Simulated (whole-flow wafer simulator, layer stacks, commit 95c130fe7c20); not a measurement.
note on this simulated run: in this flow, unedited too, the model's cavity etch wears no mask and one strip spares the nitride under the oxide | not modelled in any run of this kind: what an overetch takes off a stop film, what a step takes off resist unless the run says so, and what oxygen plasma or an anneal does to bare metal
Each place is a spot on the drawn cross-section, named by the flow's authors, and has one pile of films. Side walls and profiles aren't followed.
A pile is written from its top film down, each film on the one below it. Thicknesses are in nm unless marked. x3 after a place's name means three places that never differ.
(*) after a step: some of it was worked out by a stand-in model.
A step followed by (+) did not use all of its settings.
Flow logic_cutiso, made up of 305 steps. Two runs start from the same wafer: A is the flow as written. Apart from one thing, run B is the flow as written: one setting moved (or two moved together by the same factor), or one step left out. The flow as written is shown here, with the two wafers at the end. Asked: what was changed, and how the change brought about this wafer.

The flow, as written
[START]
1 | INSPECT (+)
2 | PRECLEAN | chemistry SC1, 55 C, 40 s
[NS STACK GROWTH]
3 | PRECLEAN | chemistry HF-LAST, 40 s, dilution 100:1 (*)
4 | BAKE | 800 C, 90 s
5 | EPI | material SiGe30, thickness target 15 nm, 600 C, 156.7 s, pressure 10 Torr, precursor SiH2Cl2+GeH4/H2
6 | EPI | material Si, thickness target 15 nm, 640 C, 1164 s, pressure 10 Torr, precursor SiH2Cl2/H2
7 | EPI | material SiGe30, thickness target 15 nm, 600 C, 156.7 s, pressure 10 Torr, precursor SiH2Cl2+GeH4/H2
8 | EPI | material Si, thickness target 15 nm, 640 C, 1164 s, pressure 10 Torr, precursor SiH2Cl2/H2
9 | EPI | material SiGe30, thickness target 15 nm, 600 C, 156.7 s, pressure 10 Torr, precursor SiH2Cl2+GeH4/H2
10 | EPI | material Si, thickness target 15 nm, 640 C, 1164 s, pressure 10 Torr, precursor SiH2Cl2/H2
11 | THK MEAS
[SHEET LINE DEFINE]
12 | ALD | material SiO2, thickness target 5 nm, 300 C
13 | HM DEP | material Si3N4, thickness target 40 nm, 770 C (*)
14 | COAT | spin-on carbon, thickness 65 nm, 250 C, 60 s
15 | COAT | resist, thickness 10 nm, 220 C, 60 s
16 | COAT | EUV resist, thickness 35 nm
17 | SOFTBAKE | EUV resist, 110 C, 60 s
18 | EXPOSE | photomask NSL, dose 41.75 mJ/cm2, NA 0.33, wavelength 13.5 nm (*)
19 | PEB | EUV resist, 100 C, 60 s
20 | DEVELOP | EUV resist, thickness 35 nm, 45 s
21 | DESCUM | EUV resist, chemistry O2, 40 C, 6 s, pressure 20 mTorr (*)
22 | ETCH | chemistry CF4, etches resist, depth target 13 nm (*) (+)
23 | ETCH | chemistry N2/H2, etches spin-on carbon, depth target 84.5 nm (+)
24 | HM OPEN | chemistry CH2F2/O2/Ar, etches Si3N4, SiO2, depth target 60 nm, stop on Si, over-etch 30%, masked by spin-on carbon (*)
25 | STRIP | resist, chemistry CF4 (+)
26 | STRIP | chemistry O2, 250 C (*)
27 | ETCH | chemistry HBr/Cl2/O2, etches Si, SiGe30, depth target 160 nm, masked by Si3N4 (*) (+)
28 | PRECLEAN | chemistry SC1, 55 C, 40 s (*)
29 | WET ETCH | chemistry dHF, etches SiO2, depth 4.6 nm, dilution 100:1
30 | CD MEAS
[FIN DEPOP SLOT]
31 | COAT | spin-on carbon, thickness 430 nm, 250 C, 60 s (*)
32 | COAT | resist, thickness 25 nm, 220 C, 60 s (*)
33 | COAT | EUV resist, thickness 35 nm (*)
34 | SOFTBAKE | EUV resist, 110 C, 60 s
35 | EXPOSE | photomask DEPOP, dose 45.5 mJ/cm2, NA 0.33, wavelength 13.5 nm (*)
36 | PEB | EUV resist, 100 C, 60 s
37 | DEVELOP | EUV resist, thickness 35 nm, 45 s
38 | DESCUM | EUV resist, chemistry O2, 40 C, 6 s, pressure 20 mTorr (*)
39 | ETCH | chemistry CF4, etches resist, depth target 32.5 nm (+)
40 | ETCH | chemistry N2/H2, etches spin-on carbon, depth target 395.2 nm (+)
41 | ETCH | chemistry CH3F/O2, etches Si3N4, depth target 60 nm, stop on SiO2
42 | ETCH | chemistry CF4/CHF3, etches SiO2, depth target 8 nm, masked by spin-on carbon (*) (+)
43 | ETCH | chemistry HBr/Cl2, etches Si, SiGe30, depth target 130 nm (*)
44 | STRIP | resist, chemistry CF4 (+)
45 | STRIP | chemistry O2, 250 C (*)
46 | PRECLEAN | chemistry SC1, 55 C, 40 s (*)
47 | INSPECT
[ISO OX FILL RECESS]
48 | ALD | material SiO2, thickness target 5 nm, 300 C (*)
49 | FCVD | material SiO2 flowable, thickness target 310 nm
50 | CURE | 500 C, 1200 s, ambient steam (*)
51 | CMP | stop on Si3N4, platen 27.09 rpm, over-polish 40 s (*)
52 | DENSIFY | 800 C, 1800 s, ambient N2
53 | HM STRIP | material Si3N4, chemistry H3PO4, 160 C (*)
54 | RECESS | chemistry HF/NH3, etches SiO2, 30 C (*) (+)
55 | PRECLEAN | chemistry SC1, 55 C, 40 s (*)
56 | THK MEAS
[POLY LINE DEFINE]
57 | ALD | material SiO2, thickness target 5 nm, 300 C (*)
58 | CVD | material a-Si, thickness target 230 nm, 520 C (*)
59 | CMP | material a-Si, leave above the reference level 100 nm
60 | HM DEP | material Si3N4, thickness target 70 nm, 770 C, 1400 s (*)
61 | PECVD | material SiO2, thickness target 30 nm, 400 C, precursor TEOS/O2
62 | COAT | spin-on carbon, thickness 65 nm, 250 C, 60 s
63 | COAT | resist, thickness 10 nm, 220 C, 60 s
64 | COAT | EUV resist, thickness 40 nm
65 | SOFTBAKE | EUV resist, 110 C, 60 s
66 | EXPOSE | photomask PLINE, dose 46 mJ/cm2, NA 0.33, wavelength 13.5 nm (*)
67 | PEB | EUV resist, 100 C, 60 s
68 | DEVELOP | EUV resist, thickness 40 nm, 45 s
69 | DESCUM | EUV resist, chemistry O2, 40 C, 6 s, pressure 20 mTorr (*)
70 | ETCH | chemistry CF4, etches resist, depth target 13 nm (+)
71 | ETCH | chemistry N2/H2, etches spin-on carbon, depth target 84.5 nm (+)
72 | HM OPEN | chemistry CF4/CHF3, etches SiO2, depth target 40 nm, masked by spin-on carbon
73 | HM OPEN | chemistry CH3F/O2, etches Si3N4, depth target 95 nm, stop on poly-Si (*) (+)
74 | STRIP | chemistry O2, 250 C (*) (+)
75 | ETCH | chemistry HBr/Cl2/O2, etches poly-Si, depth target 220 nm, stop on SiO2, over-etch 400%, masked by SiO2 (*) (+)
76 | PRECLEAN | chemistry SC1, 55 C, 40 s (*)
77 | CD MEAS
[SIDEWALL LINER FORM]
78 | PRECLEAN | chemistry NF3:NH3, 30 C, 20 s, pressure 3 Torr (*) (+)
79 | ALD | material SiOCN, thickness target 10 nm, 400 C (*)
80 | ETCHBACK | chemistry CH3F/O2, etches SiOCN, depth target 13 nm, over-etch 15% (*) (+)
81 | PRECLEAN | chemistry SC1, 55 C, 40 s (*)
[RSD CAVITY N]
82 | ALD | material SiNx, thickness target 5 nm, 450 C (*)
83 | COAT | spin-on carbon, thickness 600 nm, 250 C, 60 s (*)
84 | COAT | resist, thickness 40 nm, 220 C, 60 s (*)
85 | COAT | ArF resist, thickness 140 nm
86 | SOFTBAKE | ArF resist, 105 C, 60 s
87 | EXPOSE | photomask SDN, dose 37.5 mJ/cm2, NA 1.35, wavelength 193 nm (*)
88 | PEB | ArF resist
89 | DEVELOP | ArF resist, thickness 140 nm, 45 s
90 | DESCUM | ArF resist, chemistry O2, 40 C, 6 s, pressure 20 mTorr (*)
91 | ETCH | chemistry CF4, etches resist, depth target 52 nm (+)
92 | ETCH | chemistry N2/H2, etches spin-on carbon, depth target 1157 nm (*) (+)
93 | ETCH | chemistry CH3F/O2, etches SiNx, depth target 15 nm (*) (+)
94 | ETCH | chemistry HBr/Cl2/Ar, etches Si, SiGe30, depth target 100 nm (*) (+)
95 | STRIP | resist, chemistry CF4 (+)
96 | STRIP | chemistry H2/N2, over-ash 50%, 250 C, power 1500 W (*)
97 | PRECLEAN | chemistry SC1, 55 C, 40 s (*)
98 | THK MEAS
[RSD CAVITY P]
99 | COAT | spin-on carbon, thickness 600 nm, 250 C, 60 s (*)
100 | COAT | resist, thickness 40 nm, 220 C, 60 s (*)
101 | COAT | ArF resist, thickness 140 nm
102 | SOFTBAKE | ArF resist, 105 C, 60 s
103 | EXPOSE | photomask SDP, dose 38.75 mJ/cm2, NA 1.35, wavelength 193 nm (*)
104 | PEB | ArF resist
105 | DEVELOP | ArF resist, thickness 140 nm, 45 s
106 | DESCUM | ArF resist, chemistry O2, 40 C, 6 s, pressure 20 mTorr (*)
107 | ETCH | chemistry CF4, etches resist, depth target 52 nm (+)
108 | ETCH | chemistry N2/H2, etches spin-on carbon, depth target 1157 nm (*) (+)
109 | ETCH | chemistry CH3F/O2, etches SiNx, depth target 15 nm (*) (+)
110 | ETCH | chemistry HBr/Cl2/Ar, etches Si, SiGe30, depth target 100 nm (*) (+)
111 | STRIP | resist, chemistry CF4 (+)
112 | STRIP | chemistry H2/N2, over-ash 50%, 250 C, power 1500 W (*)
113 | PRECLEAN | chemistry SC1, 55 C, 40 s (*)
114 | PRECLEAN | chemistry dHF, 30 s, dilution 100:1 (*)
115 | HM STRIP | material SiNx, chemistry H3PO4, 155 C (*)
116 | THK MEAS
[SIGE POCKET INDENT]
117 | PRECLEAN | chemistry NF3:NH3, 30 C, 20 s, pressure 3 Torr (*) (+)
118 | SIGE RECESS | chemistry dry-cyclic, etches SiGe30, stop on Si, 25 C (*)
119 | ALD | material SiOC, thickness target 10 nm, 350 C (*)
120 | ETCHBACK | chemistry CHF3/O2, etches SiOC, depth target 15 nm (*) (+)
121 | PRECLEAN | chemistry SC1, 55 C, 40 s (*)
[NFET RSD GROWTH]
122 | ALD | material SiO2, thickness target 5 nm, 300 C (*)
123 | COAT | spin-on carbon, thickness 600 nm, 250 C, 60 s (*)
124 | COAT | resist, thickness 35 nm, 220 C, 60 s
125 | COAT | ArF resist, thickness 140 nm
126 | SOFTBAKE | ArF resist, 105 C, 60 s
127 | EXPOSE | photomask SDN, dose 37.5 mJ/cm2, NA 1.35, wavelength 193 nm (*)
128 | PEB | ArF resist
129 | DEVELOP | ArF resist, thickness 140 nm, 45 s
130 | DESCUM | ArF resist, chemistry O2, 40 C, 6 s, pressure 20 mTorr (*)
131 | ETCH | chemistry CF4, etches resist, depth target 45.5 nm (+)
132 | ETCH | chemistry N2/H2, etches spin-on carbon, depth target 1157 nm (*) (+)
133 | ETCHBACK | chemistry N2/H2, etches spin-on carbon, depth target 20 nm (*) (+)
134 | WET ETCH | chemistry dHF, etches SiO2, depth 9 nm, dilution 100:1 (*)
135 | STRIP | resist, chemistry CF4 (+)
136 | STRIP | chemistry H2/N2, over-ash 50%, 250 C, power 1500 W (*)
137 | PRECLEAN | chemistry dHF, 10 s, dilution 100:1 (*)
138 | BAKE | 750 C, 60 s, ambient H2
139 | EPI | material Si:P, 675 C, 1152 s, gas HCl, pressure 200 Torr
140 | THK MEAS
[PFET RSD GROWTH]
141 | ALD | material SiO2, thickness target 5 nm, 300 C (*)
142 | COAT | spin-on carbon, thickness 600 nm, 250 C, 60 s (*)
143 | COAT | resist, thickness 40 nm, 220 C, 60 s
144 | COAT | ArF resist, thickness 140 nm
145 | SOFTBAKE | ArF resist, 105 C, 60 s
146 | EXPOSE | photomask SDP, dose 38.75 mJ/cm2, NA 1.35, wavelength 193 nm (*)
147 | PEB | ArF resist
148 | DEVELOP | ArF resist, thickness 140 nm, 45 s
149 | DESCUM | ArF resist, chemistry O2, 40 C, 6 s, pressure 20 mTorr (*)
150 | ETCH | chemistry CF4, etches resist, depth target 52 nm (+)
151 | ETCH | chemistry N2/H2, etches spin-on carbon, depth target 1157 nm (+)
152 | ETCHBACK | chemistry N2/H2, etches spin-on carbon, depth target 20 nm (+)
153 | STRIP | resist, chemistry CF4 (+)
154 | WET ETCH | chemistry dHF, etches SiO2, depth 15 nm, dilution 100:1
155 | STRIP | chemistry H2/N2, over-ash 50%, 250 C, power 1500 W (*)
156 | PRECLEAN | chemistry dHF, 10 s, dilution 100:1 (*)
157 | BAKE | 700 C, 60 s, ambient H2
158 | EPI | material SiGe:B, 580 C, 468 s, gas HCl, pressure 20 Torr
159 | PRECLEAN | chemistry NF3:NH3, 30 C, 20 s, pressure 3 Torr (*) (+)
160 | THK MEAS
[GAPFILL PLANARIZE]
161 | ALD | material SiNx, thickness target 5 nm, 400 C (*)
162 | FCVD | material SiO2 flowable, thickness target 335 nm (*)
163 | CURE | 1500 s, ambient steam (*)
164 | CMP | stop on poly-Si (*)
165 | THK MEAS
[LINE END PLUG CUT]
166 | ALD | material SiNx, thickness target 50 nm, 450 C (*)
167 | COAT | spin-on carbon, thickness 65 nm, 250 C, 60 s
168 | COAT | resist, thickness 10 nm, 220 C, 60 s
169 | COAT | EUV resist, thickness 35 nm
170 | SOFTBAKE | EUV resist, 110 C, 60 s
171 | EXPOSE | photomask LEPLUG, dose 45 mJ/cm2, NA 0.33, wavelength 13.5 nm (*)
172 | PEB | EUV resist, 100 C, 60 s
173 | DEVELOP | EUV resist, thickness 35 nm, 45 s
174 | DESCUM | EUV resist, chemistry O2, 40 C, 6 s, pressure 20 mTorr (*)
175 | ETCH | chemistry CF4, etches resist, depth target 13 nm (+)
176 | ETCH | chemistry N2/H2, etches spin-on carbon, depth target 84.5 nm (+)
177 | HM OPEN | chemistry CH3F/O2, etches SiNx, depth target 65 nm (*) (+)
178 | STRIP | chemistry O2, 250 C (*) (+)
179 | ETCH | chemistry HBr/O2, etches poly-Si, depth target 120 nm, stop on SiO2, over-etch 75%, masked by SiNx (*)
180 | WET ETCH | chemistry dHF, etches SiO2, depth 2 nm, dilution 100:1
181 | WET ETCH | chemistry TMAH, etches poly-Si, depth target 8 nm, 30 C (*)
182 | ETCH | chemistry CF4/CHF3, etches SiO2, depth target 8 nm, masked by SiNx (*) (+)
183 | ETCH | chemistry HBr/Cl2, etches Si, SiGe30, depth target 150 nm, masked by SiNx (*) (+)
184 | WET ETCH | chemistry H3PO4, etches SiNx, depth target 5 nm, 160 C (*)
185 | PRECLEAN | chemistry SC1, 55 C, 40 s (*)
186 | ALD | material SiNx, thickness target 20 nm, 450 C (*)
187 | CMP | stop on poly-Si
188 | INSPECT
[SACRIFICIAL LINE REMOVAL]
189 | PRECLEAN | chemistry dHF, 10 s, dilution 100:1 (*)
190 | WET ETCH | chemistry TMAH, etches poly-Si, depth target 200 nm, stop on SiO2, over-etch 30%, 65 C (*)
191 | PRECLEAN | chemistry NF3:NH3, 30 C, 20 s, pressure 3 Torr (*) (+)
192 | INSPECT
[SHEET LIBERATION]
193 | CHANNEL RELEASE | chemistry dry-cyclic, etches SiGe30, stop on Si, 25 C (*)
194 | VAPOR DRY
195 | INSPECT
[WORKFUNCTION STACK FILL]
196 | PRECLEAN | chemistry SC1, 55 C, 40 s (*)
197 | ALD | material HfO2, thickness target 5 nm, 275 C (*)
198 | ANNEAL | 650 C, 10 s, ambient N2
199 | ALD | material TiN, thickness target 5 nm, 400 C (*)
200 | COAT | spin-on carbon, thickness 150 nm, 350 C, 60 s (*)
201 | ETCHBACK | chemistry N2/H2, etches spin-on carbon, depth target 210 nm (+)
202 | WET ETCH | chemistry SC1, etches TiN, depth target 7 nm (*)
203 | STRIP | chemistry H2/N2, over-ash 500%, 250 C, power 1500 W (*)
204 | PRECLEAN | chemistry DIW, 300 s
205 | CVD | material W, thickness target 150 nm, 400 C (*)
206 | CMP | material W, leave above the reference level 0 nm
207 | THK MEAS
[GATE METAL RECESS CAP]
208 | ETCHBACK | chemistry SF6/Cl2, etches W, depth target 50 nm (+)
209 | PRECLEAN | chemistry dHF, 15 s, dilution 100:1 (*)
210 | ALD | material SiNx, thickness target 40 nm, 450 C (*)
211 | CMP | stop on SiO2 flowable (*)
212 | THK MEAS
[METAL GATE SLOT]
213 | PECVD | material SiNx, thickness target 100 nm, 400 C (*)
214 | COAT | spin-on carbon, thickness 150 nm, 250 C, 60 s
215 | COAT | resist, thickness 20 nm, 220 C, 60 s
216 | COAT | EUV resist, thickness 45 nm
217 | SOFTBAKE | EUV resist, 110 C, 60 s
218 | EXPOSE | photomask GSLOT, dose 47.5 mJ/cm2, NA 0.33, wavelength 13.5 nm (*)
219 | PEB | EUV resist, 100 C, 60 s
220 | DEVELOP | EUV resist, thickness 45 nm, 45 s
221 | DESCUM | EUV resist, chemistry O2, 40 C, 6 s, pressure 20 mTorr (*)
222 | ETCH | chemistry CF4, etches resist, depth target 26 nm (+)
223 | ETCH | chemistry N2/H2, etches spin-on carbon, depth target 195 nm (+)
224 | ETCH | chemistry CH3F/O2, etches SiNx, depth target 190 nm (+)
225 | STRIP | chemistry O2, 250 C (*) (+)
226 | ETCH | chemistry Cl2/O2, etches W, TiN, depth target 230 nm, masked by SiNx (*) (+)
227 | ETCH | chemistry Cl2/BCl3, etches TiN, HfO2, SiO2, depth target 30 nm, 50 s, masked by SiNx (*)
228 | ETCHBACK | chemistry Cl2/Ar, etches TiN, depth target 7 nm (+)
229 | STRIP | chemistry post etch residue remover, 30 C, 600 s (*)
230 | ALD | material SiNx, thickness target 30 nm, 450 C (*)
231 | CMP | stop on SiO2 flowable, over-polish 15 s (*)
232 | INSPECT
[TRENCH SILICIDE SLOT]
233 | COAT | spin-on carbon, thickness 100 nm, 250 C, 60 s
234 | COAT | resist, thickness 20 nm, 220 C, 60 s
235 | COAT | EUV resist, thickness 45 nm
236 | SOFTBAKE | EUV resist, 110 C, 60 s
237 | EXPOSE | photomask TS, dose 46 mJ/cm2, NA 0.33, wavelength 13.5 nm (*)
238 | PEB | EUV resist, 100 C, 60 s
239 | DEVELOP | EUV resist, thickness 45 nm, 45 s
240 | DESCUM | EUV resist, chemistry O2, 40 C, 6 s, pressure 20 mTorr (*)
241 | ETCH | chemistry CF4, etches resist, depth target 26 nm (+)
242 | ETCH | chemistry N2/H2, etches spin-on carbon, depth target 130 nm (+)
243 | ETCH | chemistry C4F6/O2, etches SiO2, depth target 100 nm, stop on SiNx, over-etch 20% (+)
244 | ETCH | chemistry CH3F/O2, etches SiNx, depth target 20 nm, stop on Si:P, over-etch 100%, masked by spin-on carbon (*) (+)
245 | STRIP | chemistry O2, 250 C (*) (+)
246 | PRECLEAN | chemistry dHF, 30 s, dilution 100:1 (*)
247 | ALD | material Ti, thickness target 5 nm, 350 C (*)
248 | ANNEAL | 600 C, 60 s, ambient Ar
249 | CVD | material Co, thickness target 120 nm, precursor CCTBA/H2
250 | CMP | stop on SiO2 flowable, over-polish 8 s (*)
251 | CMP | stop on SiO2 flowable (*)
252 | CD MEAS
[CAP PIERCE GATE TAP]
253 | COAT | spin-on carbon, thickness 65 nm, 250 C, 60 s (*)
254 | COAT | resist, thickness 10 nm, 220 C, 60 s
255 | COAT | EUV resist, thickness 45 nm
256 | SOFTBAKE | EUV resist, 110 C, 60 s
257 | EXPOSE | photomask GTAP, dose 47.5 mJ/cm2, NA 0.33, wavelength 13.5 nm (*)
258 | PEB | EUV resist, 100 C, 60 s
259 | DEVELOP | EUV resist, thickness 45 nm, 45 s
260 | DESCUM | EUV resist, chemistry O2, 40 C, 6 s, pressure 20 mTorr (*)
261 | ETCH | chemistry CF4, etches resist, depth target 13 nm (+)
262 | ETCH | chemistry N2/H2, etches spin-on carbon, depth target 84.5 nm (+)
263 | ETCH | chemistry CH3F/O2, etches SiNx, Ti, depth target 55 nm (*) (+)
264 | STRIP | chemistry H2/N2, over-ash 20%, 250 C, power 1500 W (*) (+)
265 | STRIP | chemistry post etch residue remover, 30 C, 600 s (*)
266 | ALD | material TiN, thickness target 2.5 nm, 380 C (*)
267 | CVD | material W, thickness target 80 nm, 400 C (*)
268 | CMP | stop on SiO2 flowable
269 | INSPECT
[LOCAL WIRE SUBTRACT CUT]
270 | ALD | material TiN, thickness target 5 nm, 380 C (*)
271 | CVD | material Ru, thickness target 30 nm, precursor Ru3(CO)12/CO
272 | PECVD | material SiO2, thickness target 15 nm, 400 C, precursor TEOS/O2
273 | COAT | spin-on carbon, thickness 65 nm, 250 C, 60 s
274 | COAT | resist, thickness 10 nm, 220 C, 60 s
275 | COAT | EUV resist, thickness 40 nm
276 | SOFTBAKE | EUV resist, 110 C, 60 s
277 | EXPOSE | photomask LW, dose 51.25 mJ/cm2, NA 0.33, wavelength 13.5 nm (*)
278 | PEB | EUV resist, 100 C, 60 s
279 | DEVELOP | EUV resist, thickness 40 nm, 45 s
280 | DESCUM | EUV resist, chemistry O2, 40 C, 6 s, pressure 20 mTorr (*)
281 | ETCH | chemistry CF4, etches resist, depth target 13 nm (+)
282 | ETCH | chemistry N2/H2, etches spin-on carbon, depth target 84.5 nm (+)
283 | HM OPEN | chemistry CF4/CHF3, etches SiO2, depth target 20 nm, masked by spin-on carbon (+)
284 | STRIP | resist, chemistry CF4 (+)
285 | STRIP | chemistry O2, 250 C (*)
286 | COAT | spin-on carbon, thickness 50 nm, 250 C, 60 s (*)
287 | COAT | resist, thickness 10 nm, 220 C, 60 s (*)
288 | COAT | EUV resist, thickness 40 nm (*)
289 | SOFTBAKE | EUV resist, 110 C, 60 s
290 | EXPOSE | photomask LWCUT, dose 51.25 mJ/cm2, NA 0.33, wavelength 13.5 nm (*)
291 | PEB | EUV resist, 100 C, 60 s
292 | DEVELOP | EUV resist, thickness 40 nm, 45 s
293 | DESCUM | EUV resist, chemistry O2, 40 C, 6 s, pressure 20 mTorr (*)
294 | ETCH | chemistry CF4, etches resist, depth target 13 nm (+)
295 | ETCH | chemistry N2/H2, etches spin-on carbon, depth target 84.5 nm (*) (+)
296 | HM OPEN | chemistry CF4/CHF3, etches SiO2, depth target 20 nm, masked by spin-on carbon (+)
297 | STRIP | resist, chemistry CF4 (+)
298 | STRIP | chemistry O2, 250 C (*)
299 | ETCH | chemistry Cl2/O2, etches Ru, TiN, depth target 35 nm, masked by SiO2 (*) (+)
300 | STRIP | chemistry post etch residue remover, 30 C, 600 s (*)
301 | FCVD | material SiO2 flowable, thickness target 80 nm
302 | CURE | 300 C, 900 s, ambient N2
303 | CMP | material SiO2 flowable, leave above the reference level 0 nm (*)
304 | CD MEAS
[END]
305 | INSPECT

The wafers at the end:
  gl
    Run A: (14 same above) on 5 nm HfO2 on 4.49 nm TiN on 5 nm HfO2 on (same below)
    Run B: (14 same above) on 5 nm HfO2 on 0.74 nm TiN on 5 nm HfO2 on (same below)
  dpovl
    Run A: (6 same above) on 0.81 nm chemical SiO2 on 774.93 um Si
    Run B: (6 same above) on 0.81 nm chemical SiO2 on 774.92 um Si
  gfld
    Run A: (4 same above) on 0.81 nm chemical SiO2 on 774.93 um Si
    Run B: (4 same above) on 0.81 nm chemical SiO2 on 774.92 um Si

What caused this: step 7, EPI: thickness target 11.2 nm was run, whereas the flow has thickness target 15 nm; step 7, EPI: 117.5 s was run, where the flow has 156.7 s.

Step by step, how the change led to this:
  7 | EPI | material SiGe30, thickness target 15 nm, 600 C, 156.7 s, pressure 10 Torr, precursor SiH2Cl2+GeH4/H2
      depop, dpovl, gfld and 19 more: A +15 SiGe30 (new film) | B +11.3 SiGe30 (new film)
  27 | ETCH | chemistry HBr/Cl2/O2, etches Si, SiGe30, depth target 160 nm, masked by Si3N4 (*) (+)
      gfld, gxf, iso, lnri: A -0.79 chemical SiO2 (all of it), -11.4 Si (all of it), -15 SiGe30 (all of it), -15 Si (all of it), -15 SiGe30 (all of it), -15 Si (all of it), -15 SiGe30 (all of it), -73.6 Si | B -0.79 chemical SiO2 (all of it), -11.4 Si (all of it), -15 SiGe30 (all of it), -15 Si (all of it), -11.3 SiGe30 (all of it), -15 Si (all of it), -15 SiGe30 (all of it), -77.4 Si
      dpovl, nsgap: A -0.79 chemical SiO2 (all of it), -11.8 Si (all of it), -15 SiGe30 (all of it), -15 Si (all of it), -15 SiGe30 (all of it), -15 Si (all of it), -15 SiGe30 (all of it), -73.2 Si | B -0.79 chemical SiO2 (all of it), -11.8 Si (all of it), -15 SiGe30 (all of it), -15 Si (all of it), -11.3 SiGe30 (all of it), -15 Si (all of it), -15 SiGe30 (all of it), -77 Si
      (and at 1 other place as well)
  43 | ETCH | chemistry HBr/Cl2, etches Si, SiGe30, depth target 130 nm (*)
      depop: A -14 Si (all of it), -15 SiGe30 (all of it), -15 Si (all of it), -15 SiGe30 (all of it), -15 Si (all of it), -15 SiGe30 (all of it), -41 Si | B -14 Si (all of it), -15 SiGe30 (all of it), -15 Si (all of it), -11.3 SiGe30 (all of it), -15 Si (all of it), -15 SiGe30 (all of it), -44.7 Si
  94 | ETCH | chemistry HBr/Cl2/Ar, etches Si, SiGe30, depth target 100 nm (*) (+)
      rsdn, rsdx: A -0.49 chemical SiO2 (all of it), -12.8 Si (all of it), -15 SiGe30 (all of it), -15 Si (all of it), -15 SiGe30 (all of it), -15 Si (all of it), -15 SiGe30 (all of it), -12.2 Si | B -0.49 chemical SiO2 (all of it), -12.8 Si (all of it), -15 SiGe30 (all of it), -15 Si (all of it), -11.3 SiGe30 (all of it), -15 Si (all of it), -15 SiGe30 (all of it), -15.9 Si
  110 | ETCH | chemistry HBr/Cl2/Ar, etches Si, SiGe30, depth target 100 nm (*) (+)
      rsdp, rsdw: A -0.49 chemical SiO2 (all of it), -12.8 Si (all of it), -15 SiGe30 (all of it), -15 Si (all of it), -15 SiGe30 (all of it), -15 Si (all of it), -15 SiGe30 (all of it), -12.2 Si | B -0.49 chemical SiO2 (all of it), -12.8 Si (all of it), -15 SiGe30 (all of it), -15 Si (all of it), -11.3 SiGe30 (all of it), -15 Si (all of it), -15 SiGe30 (all of it), -15.9 Si
  118 | SIGE RECESS | chemistry dry-cyclic, etches SiGe30, stop on Si, 25 C (*)
      lnr, lnrp, lnrt: A -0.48 SiOCN, -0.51 Si, +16 cavity (new film), -15 SiGe30 (all of it), -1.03 Si, +16 cavity (new film), -15 SiGe30 (all of it), -1.03 Si, +16 cavity (new film), -15 SiGe30 (all of it), -0.51 Si | B -0.48 SiOCN, -0.51 Si, +16 cavity (new film), -15 SiGe30 (all of it), -1.03 Si, +12.3 cavity (new film), -11.3 SiGe30 (all of it), -1.03 Si, +16 cavity (new film), -15 SiGe30 (all of it), -0.51 Si
  119 | ALD | material SiOC, thickness target 10 nm, 350 C (*)
      lnr, lnrp, lnrt: A +10 SiOC (new film), +16 SiOC (new film), -16 cavity (all of it), +16 SiOC (new film), -16 cavity (all of it), +16 SiOC (new film), -16 cavity (all of it) | B +10 SiOC (new film), +16 SiOC (new film), -16 cavity (all of it), +12.3 SiOC (new film), -12.3 cavity (all of it), +16 SiOC (new film), -16 cavity (all of it)
  183 | ETCH | chemistry HBr/Cl2, etches Si, SiGe30, depth target 150 nm, masked by SiNx (*) (+)
      plug: A -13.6 Si (all of it), -15 SiGe30 (all of it), -15 Si (all of it), -15 SiGe30 (all of it), -15 Si (all of it), -15 SiGe30 (all of it), -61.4 Si | B -13.6 Si (all of it), -15 SiGe30 (all of it), -15 Si (all of it), -11.3 SiGe30 (all of it), -15 Si (all of it), -15 SiGe30 (all of it), -65.2 Si
  193 | CHANNEL RELEASE | chemistry dry-cyclic, etches SiGe30, stop on Si, 25 C (*)
      gl, glp, gxn, gxp, ns, tap: A +0.8 chemical SiO2 (new film), -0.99 Si, +0.8 chemical SiO2 (new film), +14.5 cavity (new film), +0.8 chemical SiO2 (new film), -15 SiGe30 (all of it), -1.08 Si, +0.8 chemical SiO2 (new film), +14.5 cavity (new film), +0.8 chemical SiO2 (new film), -15 SiGe30 (all of it), -1.08 Si, +0.8 chemical SiO2 (new film), +14.5 cavity (new film), +0.8 chemical SiO2 (new film), -15 SiGe30 (all of it), -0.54 Si | B +0.8 chemical SiO2 (new film), -0.99 Si, +0.8 chemical SiO2 (new film), +14.5 cavity (new film), +0.8 chemical SiO2 (new film), -15 SiGe30 (all of it), -1.08 Si, +0.8 chemical SiO2 (new film), +10.7 cavity (new film), +0.8 chemical SiO2 (new film), -11.3 SiGe30 (all of it), -1.08 Si, +0.8 chemical SiO2 (new film), +14.5 cavity (new film), +0.8 chemical SiO2 (new film), -15 SiGe30 (all of it), -0.54 Si
  199 | ALD | material TiN, thickness target 5 nm, 400 C (*)
      gl, glp, tap: A +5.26 TiN (new film), +4.49 TiN (new film), -4.49 cavity (all of it), +4.49 TiN (new film), -4.49 cavity (all of it), +4.49 TiN (new film), -4.49 cavity (all of it) | B +5.26 TiN (new film), +4.49 TiN (new film), -4.49 cavity (all of it), +0.74 TiN (new film), -0.74 cavity (all of it), +4.49 TiN (new film), -4.49 cavity (all of it)
      gxn, gxp, ns: A +5 TiN (new film), +4.49 TiN (new film), -4.49 cavity (all of it), +4.49 TiN (new film), -4.49 cavity (all of it), +4.49 TiN (new film), -4.49 cavity (all of it) | B +5 TiN (new film), +4.49 TiN (new film), -4.49 cavity (all of it), +0.74 TiN (new film), -0.74 cavity (all of it), +4.49 TiN (new film), -4.49 cavity (all of it)
